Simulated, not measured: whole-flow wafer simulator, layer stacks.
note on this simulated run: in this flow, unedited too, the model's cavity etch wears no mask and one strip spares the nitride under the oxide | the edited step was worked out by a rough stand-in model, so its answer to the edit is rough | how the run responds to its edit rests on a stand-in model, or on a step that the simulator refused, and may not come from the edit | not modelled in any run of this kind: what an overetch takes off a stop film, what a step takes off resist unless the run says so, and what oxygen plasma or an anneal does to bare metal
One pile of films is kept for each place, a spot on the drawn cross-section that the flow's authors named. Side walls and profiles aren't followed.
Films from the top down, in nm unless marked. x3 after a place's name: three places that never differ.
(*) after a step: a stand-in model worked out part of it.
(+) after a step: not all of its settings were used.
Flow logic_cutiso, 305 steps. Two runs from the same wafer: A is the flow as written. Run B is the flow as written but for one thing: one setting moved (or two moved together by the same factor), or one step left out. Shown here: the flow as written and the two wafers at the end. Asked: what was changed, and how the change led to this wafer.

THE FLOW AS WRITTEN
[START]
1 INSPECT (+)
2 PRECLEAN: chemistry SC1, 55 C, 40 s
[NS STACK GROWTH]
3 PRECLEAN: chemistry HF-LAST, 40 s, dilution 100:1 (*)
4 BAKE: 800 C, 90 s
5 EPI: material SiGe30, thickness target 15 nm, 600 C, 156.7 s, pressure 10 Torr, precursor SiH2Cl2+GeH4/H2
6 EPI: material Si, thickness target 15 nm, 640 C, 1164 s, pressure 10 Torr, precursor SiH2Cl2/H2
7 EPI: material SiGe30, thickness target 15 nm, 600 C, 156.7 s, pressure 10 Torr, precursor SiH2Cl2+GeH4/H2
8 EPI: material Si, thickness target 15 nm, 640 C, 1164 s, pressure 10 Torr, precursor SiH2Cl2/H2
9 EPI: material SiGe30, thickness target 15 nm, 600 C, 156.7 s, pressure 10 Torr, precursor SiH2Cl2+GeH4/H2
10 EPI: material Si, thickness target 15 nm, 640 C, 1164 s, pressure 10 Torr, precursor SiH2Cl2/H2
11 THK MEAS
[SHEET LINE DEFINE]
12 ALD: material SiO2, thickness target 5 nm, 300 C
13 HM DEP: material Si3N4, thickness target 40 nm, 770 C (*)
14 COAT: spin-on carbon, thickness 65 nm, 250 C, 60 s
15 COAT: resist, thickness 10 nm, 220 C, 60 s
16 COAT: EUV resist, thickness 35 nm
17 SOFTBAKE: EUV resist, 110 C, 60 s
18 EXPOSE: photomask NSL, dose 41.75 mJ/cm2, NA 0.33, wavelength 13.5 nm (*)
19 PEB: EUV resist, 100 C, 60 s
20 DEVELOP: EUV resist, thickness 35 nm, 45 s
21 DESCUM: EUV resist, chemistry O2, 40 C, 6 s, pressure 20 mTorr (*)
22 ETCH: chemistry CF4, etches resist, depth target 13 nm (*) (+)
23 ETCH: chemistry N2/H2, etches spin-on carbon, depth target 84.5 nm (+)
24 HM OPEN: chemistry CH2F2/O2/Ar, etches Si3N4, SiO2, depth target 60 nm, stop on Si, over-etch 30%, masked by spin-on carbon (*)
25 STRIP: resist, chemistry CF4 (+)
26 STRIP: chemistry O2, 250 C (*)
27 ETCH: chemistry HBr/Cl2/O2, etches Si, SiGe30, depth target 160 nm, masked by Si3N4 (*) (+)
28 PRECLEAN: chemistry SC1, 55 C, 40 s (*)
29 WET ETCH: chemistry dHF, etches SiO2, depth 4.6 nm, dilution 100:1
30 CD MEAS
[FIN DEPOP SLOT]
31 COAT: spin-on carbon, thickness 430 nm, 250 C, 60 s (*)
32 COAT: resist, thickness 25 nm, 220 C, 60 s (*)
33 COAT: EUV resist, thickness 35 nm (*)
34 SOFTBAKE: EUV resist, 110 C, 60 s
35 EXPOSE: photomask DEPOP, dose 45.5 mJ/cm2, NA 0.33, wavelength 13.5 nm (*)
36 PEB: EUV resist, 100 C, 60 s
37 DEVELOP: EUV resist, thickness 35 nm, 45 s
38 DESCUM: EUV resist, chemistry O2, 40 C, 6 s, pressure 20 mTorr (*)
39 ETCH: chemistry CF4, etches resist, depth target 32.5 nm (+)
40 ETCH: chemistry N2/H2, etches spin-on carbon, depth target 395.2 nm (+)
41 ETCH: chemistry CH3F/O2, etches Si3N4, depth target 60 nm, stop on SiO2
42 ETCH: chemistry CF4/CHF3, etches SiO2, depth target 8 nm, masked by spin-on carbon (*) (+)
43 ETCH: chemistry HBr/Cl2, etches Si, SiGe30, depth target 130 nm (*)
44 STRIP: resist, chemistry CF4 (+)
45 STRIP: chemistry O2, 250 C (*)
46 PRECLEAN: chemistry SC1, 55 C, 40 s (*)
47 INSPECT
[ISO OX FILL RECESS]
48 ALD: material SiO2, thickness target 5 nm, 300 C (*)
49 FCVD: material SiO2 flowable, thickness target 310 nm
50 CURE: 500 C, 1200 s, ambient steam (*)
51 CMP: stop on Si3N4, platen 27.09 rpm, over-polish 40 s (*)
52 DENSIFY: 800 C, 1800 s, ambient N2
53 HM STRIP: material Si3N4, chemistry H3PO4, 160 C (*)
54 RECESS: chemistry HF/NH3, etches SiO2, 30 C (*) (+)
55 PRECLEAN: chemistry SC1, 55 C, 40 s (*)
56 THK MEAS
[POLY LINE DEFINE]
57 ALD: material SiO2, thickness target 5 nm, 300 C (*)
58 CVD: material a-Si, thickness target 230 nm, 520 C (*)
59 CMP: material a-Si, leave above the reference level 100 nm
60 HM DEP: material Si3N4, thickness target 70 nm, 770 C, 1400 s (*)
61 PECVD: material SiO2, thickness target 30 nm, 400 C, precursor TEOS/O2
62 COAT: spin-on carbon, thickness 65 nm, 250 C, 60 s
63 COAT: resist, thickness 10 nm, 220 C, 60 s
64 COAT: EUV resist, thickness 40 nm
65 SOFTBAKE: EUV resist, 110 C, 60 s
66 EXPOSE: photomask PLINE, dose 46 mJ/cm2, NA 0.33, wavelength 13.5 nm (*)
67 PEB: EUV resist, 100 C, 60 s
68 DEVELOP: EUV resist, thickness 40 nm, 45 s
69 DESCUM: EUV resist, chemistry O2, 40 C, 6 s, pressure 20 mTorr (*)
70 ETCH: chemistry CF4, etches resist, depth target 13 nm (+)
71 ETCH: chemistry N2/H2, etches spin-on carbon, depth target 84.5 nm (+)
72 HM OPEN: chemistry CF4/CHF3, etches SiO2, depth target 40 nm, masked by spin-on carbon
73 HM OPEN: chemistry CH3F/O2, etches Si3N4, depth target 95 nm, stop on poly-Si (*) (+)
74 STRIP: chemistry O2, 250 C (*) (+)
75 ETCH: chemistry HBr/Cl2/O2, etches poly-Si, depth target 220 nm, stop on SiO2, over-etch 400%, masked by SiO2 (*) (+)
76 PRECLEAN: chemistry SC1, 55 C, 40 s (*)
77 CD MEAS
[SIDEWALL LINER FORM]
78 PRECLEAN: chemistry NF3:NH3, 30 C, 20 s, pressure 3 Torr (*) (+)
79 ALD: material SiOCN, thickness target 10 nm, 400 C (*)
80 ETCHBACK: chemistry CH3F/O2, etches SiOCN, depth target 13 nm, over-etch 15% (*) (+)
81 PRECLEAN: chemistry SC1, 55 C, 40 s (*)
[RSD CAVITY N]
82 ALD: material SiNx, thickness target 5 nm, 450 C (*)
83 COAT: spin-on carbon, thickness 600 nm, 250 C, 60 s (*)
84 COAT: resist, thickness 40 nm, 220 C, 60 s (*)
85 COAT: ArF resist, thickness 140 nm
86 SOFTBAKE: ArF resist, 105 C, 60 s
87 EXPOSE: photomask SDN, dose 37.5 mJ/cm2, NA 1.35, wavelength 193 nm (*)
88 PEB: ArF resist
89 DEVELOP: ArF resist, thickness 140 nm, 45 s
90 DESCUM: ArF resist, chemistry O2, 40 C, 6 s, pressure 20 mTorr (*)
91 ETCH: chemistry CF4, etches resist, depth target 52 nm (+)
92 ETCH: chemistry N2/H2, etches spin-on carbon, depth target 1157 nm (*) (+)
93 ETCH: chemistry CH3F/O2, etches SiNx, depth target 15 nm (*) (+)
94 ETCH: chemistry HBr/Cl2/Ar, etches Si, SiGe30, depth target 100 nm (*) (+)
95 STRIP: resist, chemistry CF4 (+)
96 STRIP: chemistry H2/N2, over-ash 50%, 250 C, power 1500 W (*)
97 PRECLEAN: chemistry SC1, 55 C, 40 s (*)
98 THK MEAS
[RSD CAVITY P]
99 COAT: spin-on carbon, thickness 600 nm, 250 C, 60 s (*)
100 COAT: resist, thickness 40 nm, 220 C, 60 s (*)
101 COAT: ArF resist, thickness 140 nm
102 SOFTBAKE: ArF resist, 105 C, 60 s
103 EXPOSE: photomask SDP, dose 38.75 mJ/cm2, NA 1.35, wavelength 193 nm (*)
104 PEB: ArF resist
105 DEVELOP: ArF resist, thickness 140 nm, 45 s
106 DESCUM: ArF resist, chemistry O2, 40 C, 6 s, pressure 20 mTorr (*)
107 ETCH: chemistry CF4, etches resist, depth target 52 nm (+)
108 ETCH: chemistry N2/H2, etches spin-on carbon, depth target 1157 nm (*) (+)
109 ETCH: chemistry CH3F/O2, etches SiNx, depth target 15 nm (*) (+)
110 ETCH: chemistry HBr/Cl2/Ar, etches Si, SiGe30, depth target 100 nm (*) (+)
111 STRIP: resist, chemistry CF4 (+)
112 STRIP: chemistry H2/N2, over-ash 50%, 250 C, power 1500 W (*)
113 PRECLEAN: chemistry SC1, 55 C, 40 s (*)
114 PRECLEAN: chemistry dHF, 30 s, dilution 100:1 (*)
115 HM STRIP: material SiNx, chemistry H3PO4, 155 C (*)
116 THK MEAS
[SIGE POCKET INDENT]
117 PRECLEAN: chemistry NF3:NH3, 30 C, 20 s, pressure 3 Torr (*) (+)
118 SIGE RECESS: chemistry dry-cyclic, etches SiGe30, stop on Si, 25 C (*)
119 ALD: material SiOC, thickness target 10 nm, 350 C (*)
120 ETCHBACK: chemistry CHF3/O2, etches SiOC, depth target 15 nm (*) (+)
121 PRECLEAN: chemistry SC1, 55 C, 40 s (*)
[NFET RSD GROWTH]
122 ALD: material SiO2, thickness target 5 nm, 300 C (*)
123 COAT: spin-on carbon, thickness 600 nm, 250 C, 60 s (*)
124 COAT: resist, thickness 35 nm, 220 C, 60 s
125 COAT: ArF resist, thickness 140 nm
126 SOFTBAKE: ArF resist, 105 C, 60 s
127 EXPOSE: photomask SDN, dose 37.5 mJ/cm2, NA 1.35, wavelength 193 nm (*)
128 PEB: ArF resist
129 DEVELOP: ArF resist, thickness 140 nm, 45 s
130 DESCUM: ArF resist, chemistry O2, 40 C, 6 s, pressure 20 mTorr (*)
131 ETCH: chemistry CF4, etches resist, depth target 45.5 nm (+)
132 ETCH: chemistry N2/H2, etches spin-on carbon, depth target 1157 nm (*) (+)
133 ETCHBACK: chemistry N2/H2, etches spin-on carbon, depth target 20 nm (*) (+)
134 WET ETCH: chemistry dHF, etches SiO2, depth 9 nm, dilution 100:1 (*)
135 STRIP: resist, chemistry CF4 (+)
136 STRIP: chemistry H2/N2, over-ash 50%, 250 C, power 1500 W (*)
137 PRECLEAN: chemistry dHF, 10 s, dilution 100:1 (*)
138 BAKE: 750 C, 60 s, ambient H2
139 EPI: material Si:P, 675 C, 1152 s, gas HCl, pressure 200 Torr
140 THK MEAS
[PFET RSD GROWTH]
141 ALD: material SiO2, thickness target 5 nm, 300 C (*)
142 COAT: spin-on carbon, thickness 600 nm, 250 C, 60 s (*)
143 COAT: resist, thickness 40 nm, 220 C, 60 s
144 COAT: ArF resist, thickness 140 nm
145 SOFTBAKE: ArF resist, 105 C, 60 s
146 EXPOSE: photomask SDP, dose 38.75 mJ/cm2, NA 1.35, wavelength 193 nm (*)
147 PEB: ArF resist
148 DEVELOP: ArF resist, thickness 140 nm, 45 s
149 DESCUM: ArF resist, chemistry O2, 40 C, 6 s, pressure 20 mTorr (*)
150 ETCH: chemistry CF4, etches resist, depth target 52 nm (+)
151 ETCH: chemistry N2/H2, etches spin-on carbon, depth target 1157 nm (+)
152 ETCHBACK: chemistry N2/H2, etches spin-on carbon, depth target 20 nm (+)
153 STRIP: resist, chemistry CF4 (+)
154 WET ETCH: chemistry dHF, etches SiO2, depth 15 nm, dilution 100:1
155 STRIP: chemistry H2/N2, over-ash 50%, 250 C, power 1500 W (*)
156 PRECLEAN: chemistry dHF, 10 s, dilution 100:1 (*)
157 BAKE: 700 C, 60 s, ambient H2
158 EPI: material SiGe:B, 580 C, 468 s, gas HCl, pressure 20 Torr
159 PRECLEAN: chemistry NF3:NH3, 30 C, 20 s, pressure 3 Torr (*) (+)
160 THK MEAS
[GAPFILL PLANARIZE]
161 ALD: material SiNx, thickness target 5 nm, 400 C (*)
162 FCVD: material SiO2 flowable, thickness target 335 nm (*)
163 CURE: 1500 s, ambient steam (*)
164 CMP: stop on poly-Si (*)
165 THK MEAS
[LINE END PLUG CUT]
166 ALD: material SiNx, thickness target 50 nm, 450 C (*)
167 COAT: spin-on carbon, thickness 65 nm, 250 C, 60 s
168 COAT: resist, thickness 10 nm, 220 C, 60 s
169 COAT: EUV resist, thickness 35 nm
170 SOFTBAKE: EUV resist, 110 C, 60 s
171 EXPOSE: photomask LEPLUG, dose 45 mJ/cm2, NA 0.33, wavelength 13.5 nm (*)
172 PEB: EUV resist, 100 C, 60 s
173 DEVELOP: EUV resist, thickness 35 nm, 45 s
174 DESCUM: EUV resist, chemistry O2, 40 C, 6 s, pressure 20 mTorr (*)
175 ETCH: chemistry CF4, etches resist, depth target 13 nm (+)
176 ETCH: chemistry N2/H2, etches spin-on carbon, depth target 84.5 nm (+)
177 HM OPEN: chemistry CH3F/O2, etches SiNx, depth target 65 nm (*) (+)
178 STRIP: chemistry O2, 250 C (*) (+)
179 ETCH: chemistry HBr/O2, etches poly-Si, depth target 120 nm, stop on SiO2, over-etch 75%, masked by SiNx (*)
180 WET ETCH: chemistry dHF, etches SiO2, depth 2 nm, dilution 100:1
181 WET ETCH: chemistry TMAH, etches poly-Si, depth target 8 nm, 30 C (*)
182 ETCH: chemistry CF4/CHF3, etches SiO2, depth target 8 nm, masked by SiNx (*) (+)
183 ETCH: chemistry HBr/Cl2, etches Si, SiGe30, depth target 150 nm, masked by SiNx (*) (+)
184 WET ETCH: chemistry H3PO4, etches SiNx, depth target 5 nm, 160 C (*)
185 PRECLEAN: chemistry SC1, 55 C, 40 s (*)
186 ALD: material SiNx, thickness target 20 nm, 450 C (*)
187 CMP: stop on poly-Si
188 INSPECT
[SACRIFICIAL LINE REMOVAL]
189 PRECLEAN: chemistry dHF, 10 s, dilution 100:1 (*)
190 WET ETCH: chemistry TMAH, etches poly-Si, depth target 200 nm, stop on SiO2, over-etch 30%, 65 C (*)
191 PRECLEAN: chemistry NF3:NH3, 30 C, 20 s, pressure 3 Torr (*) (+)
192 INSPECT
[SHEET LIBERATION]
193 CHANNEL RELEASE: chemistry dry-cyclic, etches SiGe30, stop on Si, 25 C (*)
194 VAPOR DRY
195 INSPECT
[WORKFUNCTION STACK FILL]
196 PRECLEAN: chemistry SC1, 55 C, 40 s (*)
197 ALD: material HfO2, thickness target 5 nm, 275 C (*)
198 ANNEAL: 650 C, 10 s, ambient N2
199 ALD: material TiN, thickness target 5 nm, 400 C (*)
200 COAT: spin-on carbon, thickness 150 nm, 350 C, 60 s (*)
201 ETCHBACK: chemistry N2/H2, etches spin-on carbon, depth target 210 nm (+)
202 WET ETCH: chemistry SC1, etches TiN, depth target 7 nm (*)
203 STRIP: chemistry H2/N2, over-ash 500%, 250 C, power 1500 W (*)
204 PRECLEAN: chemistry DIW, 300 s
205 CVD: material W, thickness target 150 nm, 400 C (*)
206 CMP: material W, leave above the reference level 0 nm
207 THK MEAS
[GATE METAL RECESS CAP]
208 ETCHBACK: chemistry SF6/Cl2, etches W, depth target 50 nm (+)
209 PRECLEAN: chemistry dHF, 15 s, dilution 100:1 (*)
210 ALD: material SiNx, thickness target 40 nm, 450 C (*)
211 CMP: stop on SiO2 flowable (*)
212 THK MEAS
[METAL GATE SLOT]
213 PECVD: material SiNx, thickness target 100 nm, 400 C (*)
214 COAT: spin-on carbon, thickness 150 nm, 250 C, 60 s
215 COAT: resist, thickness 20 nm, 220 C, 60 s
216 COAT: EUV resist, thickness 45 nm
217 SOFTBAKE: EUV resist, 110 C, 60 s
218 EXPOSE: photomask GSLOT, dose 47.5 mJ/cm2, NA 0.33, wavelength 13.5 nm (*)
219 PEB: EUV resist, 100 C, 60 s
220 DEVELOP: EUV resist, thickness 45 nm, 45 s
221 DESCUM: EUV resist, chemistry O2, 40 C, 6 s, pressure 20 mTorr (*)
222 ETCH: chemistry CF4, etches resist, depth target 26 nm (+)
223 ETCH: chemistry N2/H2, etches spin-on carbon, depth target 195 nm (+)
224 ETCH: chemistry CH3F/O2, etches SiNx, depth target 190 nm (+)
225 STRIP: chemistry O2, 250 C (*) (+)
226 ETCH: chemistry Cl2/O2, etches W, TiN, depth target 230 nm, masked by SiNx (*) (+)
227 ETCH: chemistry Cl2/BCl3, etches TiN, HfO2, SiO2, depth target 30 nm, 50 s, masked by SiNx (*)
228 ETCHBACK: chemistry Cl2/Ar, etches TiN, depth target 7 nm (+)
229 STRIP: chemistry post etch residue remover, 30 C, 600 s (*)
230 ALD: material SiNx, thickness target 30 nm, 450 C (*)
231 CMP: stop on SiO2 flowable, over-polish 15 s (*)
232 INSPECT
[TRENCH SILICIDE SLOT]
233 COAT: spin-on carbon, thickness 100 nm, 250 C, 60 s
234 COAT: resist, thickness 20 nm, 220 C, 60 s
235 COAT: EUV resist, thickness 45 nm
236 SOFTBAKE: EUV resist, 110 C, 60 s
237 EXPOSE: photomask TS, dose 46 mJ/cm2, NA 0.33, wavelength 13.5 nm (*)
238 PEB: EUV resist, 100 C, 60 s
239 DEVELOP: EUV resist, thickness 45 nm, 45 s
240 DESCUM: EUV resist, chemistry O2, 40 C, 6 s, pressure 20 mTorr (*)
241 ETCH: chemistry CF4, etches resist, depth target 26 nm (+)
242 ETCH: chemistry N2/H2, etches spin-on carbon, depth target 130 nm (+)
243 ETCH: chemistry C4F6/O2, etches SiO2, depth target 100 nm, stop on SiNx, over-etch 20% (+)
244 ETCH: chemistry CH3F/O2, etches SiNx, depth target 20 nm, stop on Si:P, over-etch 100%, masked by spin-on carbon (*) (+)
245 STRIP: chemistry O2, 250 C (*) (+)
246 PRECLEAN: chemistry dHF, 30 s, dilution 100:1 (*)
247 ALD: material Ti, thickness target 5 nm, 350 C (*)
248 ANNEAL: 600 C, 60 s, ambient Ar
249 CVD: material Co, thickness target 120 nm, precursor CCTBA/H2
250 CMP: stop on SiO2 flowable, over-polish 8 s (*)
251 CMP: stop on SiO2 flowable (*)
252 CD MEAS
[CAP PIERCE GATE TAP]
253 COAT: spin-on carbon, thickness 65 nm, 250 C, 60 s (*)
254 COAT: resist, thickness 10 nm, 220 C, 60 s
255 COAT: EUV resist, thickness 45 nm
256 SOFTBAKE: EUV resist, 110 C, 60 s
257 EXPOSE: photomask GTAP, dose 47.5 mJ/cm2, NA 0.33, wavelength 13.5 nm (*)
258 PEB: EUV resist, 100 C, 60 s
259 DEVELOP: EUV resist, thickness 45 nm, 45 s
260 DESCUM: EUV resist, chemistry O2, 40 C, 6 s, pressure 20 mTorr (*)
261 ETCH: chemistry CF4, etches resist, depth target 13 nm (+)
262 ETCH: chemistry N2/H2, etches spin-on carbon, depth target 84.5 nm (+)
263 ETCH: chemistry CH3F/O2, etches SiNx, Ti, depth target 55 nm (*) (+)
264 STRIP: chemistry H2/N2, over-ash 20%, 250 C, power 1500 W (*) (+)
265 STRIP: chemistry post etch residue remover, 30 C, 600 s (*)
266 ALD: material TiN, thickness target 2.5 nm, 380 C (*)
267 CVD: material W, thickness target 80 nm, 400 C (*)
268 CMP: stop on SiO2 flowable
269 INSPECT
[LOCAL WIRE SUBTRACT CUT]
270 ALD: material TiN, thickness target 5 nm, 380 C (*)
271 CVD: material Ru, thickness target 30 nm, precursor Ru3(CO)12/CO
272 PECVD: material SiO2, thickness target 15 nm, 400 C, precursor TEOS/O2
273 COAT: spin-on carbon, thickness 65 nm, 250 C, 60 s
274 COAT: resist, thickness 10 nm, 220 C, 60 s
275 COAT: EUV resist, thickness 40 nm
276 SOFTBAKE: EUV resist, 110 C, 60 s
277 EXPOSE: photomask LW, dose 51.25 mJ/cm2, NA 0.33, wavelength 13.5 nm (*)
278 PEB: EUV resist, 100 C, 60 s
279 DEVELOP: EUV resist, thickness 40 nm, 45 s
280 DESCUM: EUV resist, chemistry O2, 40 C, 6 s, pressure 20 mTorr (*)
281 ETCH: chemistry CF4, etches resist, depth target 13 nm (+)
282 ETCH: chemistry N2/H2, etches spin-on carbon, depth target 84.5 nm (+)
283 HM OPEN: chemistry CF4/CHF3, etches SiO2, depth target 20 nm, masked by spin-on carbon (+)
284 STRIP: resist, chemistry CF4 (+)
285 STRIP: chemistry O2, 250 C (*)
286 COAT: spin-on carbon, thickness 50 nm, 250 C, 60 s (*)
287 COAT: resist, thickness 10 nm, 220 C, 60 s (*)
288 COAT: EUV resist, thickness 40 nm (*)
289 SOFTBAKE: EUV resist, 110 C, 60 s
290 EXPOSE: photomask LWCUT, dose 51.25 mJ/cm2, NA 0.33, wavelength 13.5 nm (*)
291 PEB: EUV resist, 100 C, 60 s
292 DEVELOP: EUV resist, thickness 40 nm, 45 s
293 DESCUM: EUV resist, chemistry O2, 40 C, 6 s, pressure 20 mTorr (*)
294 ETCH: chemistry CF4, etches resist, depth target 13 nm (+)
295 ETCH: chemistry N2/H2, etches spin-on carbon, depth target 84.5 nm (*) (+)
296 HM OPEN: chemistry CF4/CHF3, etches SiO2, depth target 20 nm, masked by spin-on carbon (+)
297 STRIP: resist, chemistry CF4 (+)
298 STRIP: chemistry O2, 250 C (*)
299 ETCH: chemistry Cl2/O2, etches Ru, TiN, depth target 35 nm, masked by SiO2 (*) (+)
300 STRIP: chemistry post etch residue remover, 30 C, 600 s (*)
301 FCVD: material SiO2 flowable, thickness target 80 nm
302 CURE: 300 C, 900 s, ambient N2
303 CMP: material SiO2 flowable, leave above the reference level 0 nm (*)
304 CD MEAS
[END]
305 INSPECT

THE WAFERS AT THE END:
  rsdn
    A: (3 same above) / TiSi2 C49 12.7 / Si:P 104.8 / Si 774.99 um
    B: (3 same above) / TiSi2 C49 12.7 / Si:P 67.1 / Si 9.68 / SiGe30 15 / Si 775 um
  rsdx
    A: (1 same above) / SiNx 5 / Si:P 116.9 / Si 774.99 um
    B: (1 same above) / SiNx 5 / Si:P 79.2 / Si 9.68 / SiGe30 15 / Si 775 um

The cause: step 94, ETCH: depth target 42.5 nm was run, where the flow has depth target 100 nm.

How the change led to this, step by step:
  94 ETCH: chemistry HBr/Cl2/Ar, etches Si, SiGe30, depth target 100 nm (*) (+)
      rsdn, rsdx: A chemical SiO2 -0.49 (all of it), Si -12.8 (all of it), SiGe30 -15 (all of it), Si -15 (all of it), SiGe30 -15 (all of it), Si -15 (all of it), SiGe30 -15 (all of it), Si -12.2 | B chemical SiO2 -0.49 (all of it), Si -12.8 (all of it), SiGe30 -15 (all of it), Si -14.7
  99 COAT: spin-on carbon, thickness 600 nm, 250 C, 60 s (*)
      rsdn, rsdx: A spin-on carbon +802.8 (new film) | B spin-on carbon +754.9 (new film)
  111 STRIP: resist, chemistry CF4 (+)
      gl, gxf, gxn, lnr, lnrt, rsdn, rsdx: A resist -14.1 (all of it) | B resist -13.5 (all of it)
      plug: A resist -14 (all of it) | B resist -13.4 (all of it)
  112 STRIP: chemistry H2/N2, over-ash 50%, 250 C, power 1500 W (*)
      rsdn, rsdx: A spin-on carbon -802.8 (all of it) | B spin-on carbon -754.9 (all of it)
  115 HM STRIP: material SiNx, chemistry H3PO4, 155 C (*)
      rsdn, rsdx: A chemical SiO2 +0.5 (new film), Si -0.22 | B chemical SiO2 +0.5 (new film), SiGe30 -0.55
  118 SIGE RECESS: chemistry dry-cyclic, etches SiGe30, stop on Si, 25 C (*)
      rsdn, rsdx: A nothing | B SiGe30 -14.1 (all of it)
  120 ETCHBACK: chemistry CHF3/O2, etches SiOC, depth target 15 nm (*) (+)
      rsdn, rsdx: A SiOC -10 (all of it) | B SiOC -10 (all of it), Si -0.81
  123 COAT: spin-on carbon, thickness 600 nm, 250 C, 60 s (*)
      rsdn, rsdx: A spin-on carbon +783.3 (new film) | B spin-on carbon +746.5 (new film)
  132 ETCH: chemistry N2/H2, etches spin-on carbon, depth target 1157 nm (*) (+)
      rsdn, rsdx: A spin-on carbon -778.1 (all of it) | B spin-on carbon -741.2 (all of it), SiO2 -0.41
      depop, dpovl, gfld and 12 more: A ArF resist -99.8 (all of it), resist -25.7 | B ArF resist -99.8 (all of it), resist -25.1
  135 STRIP: resist, chemistry CF4 (+)
      rsdn, rsdx: A nothing | B Si -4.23
      depop, dpovl, isow, ns, nsgap, rsdp: A resist -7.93 (all of it) | B resist -8.57 (all of it)
      (and at 14 more places)
  139 EPI: material Si:P, 675 C, 1152 s, gas HCl, pressure 200 Torr
      rsdn, rsdx: A Si:P +116.9 (new film) | B Si:P +79.2 (new film)
